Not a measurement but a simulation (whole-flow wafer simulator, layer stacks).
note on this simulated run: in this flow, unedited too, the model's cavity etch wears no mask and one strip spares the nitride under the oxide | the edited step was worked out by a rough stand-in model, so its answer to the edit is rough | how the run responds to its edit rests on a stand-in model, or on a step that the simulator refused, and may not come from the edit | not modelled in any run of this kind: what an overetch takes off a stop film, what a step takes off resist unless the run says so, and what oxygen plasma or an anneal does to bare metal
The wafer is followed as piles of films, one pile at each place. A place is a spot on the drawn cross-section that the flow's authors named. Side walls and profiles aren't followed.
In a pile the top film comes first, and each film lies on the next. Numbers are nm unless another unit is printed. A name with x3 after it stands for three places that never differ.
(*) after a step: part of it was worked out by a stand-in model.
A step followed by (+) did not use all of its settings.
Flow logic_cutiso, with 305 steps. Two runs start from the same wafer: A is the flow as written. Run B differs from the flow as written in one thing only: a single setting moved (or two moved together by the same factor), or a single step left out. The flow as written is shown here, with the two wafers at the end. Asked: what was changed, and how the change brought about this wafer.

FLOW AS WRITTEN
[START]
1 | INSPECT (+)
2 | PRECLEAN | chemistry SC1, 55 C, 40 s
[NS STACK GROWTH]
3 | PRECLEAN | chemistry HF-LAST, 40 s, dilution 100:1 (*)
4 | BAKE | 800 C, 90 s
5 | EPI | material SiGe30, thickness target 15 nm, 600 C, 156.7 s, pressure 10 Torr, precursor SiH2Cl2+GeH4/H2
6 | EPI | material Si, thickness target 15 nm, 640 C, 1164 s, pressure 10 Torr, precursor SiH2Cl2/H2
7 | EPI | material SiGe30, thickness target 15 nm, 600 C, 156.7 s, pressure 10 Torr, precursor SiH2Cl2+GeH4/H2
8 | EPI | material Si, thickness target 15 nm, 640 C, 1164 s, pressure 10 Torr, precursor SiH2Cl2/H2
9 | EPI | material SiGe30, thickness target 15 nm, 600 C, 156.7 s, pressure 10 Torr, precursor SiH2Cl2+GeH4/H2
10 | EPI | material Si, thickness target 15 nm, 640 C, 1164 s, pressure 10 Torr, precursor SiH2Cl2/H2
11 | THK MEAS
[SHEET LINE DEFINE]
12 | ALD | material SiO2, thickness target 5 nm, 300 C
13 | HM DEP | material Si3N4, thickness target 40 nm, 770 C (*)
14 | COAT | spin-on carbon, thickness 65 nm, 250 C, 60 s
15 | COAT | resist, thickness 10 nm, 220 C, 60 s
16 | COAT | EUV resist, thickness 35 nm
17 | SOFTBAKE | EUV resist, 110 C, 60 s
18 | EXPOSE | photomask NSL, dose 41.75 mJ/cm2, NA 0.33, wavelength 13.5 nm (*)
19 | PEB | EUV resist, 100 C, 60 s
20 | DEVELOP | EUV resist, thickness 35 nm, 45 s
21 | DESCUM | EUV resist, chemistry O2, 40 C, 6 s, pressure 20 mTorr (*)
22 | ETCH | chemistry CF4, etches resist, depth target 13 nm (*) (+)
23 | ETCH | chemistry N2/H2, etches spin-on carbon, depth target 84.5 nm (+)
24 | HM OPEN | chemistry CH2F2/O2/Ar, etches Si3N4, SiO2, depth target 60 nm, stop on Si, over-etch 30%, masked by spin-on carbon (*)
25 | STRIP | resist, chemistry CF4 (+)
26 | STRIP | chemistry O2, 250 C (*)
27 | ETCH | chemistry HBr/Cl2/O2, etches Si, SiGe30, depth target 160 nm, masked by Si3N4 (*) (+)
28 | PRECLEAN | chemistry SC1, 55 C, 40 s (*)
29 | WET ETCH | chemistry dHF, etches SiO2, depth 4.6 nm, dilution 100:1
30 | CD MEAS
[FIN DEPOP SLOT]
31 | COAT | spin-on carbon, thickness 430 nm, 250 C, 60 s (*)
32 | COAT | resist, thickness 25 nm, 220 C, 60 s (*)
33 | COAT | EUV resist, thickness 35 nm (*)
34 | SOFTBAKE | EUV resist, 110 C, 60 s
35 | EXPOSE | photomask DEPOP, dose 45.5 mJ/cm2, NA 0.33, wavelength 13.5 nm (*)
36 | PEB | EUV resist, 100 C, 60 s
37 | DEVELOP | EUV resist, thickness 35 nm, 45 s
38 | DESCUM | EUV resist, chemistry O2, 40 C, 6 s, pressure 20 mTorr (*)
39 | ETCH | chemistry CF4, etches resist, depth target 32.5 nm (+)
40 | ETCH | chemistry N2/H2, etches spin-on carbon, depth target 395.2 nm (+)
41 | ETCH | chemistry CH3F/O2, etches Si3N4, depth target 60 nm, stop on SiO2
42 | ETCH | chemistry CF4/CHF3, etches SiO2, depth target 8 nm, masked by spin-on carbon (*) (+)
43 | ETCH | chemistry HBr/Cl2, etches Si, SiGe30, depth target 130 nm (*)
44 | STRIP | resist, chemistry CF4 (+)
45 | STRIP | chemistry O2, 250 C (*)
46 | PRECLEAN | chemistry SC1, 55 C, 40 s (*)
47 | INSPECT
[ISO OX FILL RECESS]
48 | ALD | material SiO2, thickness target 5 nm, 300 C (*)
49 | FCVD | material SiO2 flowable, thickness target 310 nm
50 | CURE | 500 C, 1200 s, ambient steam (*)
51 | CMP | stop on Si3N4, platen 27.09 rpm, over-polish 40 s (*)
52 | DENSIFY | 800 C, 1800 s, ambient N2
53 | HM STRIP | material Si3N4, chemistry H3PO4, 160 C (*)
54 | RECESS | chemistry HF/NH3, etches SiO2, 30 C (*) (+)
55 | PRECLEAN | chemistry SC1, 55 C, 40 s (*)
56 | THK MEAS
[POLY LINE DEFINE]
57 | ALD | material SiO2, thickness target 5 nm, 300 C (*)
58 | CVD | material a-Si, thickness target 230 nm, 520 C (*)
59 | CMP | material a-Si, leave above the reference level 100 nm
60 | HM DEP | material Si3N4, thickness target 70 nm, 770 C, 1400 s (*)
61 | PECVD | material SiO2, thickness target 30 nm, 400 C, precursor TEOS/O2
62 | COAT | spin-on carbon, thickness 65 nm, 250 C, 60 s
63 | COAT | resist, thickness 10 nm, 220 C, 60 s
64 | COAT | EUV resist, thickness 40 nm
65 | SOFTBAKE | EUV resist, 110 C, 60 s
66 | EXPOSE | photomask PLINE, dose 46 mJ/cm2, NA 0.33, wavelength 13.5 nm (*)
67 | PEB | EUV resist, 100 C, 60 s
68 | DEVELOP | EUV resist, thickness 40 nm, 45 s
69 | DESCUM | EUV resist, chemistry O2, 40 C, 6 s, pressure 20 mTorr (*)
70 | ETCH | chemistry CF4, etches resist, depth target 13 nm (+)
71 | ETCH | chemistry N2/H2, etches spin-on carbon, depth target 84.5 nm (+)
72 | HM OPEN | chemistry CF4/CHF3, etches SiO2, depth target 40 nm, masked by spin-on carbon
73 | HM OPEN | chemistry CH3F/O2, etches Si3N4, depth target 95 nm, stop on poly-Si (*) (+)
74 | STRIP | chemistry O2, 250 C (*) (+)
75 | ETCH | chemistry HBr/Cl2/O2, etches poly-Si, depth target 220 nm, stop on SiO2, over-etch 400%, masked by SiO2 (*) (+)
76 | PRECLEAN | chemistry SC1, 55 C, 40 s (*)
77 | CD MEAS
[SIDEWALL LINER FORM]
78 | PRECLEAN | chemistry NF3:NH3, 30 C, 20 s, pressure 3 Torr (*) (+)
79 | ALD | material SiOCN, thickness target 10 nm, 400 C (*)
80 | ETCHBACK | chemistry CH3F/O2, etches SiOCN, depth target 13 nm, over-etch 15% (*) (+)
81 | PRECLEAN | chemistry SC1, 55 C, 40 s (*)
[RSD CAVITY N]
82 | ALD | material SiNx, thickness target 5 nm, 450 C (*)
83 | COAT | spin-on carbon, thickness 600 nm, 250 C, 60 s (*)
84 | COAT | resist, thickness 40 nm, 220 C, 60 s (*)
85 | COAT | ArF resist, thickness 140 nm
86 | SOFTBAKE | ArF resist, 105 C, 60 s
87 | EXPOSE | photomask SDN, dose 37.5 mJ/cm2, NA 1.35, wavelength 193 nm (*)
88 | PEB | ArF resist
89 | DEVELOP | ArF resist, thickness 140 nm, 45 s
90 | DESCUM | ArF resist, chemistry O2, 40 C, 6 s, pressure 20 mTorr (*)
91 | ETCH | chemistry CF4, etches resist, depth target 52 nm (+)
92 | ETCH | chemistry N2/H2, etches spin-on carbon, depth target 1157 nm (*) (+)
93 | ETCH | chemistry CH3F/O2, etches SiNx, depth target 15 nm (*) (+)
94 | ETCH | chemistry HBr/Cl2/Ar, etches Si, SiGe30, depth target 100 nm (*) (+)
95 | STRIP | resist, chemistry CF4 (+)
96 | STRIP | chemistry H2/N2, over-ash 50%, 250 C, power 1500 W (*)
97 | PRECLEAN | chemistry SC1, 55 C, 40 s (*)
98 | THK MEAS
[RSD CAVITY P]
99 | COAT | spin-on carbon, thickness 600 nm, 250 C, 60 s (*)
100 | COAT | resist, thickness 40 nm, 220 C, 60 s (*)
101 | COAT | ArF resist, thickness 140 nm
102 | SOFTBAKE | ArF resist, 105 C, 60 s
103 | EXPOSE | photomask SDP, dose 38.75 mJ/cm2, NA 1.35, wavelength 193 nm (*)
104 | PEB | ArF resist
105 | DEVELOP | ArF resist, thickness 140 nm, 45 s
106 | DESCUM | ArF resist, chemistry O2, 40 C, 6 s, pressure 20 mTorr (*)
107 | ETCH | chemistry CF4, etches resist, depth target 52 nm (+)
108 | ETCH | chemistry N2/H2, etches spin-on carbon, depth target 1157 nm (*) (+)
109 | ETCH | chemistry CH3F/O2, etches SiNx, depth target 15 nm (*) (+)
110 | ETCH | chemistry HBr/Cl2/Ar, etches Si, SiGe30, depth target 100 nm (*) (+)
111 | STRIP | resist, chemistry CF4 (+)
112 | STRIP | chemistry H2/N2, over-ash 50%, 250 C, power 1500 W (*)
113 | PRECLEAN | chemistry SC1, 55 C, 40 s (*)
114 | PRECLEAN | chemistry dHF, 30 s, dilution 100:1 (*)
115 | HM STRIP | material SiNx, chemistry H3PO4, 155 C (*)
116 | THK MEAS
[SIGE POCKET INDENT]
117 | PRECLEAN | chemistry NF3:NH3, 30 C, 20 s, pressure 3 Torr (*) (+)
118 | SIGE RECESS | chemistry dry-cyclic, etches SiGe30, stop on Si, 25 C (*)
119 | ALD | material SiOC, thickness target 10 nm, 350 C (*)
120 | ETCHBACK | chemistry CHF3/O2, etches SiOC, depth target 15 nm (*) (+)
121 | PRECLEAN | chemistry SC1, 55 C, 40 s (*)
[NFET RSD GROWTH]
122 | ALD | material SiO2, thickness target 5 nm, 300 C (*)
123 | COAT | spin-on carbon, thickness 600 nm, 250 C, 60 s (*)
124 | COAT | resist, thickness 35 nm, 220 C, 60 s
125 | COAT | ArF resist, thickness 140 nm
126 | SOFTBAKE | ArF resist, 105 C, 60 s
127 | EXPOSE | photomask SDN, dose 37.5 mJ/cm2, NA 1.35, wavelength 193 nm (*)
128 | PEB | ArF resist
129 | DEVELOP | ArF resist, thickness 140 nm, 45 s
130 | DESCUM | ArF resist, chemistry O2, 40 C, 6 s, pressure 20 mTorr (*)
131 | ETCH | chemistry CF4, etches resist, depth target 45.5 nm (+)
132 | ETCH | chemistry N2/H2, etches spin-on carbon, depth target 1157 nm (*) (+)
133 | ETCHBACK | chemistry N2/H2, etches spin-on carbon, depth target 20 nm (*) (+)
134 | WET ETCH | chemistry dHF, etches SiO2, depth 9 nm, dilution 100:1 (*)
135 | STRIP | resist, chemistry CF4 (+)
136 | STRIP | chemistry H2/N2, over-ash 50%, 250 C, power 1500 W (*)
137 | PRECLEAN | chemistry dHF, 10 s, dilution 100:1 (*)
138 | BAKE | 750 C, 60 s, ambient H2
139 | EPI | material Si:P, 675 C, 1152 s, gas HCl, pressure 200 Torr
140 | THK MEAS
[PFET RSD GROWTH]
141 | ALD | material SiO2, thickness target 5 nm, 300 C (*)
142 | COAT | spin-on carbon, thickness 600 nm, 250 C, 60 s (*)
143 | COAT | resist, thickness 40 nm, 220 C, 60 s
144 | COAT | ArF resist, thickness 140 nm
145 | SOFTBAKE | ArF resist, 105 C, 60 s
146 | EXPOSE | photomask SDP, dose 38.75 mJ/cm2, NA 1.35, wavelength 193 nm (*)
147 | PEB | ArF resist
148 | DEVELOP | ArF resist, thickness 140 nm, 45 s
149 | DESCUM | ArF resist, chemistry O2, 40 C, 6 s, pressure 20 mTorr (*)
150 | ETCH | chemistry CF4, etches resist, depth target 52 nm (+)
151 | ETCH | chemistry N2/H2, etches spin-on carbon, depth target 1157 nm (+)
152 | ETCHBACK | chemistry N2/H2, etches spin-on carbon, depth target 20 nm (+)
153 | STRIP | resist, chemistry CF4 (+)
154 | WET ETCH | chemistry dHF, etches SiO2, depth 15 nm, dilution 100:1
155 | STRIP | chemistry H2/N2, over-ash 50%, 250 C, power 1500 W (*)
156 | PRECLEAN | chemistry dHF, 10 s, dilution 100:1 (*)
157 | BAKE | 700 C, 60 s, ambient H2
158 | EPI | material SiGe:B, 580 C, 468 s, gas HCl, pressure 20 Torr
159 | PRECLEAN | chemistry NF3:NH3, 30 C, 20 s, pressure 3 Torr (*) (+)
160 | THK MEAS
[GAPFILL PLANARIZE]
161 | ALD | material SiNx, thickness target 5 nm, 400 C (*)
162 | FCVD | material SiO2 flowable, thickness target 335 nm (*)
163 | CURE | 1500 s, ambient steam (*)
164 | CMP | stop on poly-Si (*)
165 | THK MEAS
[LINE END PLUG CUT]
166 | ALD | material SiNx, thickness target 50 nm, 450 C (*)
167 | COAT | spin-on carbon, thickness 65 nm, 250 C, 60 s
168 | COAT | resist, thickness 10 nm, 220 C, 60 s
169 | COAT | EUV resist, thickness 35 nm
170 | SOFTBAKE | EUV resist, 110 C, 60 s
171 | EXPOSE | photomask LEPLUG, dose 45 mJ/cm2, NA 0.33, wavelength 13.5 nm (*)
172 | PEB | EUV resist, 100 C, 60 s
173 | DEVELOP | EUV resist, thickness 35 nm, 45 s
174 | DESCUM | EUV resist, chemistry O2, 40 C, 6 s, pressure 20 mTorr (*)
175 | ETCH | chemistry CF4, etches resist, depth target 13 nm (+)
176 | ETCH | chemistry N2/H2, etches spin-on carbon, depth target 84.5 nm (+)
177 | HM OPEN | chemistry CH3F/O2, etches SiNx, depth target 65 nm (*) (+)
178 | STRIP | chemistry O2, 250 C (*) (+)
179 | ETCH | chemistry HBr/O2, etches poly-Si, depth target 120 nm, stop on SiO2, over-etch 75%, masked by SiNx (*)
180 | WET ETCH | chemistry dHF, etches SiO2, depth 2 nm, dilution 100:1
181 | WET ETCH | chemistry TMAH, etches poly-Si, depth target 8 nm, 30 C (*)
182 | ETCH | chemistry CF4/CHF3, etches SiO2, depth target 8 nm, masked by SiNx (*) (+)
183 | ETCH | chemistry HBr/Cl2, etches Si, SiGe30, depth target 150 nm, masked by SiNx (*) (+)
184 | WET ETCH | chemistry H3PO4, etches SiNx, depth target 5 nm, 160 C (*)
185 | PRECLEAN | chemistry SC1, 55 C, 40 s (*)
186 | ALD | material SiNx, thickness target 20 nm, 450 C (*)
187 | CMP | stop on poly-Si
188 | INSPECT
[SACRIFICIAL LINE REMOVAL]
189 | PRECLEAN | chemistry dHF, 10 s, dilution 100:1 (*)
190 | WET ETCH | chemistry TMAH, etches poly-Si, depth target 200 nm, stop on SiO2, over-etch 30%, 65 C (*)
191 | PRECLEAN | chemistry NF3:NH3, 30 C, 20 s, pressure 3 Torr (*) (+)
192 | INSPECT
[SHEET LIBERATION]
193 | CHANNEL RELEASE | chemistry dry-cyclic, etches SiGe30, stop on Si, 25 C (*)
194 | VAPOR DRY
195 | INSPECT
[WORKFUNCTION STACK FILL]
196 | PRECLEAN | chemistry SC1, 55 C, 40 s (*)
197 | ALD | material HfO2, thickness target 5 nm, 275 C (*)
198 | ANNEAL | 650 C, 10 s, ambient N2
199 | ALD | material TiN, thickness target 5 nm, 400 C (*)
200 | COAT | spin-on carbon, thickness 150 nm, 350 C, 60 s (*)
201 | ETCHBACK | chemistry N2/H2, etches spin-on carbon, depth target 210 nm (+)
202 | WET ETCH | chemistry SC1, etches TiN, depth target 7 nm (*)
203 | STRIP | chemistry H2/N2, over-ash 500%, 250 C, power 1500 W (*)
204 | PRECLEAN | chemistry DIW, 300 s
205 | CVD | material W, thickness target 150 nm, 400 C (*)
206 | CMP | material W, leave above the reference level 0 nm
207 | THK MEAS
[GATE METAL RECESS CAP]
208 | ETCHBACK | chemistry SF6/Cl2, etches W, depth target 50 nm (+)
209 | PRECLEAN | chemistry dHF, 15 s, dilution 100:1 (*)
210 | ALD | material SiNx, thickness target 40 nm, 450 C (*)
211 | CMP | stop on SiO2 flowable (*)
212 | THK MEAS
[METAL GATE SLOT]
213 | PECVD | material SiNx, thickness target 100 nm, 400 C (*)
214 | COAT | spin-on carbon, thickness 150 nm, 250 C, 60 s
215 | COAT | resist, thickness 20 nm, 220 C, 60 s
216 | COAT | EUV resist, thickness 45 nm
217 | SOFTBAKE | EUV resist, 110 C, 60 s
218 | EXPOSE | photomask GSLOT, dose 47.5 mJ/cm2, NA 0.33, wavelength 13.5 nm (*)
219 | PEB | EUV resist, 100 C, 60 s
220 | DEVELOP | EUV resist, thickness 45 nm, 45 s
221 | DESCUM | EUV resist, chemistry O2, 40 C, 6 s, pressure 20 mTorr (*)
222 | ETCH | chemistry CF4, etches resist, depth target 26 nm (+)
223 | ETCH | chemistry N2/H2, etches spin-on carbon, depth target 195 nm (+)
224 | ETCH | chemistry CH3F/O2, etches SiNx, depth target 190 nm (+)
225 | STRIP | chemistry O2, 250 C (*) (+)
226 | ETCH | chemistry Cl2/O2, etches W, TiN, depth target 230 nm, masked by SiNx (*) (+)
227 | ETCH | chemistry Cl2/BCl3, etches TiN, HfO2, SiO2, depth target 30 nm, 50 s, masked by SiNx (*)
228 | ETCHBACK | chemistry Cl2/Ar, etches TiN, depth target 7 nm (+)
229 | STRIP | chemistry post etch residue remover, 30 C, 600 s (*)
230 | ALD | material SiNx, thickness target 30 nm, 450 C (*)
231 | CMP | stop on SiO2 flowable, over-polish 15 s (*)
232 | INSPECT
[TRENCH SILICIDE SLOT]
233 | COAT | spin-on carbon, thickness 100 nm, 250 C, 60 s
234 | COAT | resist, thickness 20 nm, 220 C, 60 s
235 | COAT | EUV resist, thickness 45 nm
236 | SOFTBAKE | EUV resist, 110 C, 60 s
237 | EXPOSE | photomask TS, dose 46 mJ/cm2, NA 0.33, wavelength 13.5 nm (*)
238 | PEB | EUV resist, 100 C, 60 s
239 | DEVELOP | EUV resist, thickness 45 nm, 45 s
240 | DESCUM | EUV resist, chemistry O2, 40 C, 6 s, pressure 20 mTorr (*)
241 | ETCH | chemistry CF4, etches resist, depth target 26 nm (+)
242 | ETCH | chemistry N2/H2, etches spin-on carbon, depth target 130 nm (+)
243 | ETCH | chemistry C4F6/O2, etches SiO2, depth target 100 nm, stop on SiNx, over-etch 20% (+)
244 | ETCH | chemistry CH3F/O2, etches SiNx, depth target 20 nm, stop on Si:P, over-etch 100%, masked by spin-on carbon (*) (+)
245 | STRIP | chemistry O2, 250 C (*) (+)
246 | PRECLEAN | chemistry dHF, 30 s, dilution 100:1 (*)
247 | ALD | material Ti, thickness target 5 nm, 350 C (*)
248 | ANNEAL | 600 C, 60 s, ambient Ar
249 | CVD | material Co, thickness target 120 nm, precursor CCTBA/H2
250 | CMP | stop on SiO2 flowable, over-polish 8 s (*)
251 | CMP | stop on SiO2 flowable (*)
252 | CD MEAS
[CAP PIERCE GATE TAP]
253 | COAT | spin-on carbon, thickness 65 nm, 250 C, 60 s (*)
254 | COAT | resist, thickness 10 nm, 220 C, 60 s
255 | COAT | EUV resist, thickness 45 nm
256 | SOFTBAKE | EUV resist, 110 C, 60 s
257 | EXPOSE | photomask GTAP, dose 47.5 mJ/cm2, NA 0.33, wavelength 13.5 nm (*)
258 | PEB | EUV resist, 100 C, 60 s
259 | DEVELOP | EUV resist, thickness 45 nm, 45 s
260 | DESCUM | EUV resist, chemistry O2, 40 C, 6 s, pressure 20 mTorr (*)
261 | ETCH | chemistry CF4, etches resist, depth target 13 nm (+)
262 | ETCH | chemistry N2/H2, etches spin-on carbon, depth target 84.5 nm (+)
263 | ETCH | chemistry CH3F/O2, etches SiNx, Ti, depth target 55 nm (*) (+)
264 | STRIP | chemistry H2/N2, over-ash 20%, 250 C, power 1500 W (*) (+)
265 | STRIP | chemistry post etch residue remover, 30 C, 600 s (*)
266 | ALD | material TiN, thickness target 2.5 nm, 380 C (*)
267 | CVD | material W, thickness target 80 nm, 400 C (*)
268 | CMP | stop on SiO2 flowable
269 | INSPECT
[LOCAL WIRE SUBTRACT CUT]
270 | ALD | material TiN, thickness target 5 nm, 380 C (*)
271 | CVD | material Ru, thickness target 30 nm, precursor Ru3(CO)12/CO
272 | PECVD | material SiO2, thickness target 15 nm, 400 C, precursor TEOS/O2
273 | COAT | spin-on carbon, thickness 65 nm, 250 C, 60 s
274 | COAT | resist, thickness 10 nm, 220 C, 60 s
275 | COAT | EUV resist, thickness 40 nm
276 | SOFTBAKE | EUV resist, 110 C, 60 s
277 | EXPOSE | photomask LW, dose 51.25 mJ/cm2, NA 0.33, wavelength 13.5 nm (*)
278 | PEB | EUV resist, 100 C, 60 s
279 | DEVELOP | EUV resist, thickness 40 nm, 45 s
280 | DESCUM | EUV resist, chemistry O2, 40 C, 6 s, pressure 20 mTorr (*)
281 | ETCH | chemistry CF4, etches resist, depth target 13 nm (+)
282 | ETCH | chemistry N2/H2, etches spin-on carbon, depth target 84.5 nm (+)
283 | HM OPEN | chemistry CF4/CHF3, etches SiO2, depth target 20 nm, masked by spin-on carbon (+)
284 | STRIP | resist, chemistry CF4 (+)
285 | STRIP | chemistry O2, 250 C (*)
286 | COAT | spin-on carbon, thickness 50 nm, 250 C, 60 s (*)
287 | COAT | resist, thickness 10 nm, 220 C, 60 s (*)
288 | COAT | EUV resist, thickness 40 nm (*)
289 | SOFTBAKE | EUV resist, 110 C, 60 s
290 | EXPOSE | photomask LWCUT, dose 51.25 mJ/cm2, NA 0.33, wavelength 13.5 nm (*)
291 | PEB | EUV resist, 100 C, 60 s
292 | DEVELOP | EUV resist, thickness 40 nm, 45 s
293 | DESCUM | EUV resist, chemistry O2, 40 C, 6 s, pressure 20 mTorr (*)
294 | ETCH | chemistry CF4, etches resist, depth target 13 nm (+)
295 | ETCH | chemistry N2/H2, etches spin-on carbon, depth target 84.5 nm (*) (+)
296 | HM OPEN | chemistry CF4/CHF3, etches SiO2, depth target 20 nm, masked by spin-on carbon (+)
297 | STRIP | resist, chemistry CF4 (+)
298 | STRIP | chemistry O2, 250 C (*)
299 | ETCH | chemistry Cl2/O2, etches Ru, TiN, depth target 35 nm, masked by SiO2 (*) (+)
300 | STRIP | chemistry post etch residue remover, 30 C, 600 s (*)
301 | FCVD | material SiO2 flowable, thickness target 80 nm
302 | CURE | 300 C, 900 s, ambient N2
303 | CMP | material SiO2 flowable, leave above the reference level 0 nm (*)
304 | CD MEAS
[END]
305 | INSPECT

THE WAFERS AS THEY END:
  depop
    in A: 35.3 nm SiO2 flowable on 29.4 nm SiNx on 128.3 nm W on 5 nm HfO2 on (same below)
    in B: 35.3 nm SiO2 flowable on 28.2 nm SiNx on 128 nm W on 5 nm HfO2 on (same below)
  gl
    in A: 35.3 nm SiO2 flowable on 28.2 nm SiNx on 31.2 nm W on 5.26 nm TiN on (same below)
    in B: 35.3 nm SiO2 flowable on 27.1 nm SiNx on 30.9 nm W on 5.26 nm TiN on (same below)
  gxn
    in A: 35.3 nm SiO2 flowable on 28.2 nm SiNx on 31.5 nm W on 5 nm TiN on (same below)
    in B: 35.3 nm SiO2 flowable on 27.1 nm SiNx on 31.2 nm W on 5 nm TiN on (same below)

Cause: step 163, CURE: 638 s was run, whereas the flow has 1500 s.

How this came from the change, step by step:
  163 | CURE | 1500 s, ambient steam (*)
      depop, dpovl, isow, ns, nsgap: A SiO2 flowable loses 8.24 | B SiO2 flowable loses 7.1
      gfld, iso, lnri: A SiO2 flowable loses 7.46 | B SiO2 flowable loses 6.55
      (also at 14 further places)
  246 | PRECLEAN | chemistry dHF, 30 s, dilution 100:1 (*)
      iso: A SiO2 flowable loses 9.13 | B SiO2 flowable loses 9.95
      rsdx: A SiO2 flowable loses 8.73 | B SiO2 flowable loses 9.26
  250 | CMP | stop on SiO2 flowable, over-polish 8 s (*)
      rsdx: A Co loses 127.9 (all of it) | B Co loses 127.1
  251 | CMP | stop on SiO2 flowable (*)
      rsdx: A Ti loses 5 (all of it) | B Co loses 1.35 (all of it), Ti loses 4.28
      iso: A Co loses 1.22 (all of it), Ti loses 4.34 | B Co loses 2.03 (all of it), Ti loses 3.6
  265 | STRIP | chemistry post etch residue remover, 30 C, 600 s (*)
      rsdx: A nothing | B Ti loses 0.72 (all of it)
      iso: A Ti loses 0.66 (all of it) | B Ti loses 1.4 (all of it)
  268 | CMP | stop on SiO2 flowable
      depop, dpovl, gfld and 9 more: A W loses 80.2 (all of it), TiN loses 2.5 (all of it), SiNx loses 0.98 | B W loses 80.2 (all of it), TiN loses 2.5 (all of it), SiNx loses 1.79
      lnr, lnri, lnrp, lnrt: A W loses 80 (all of it), TiN loses 2.5 (all of it), SiOCN loses 1.22 | B W loses 80 (all of it), TiN loses 2.5 (all of it), SiOCN loses 2.03
      (also at 3 further places)
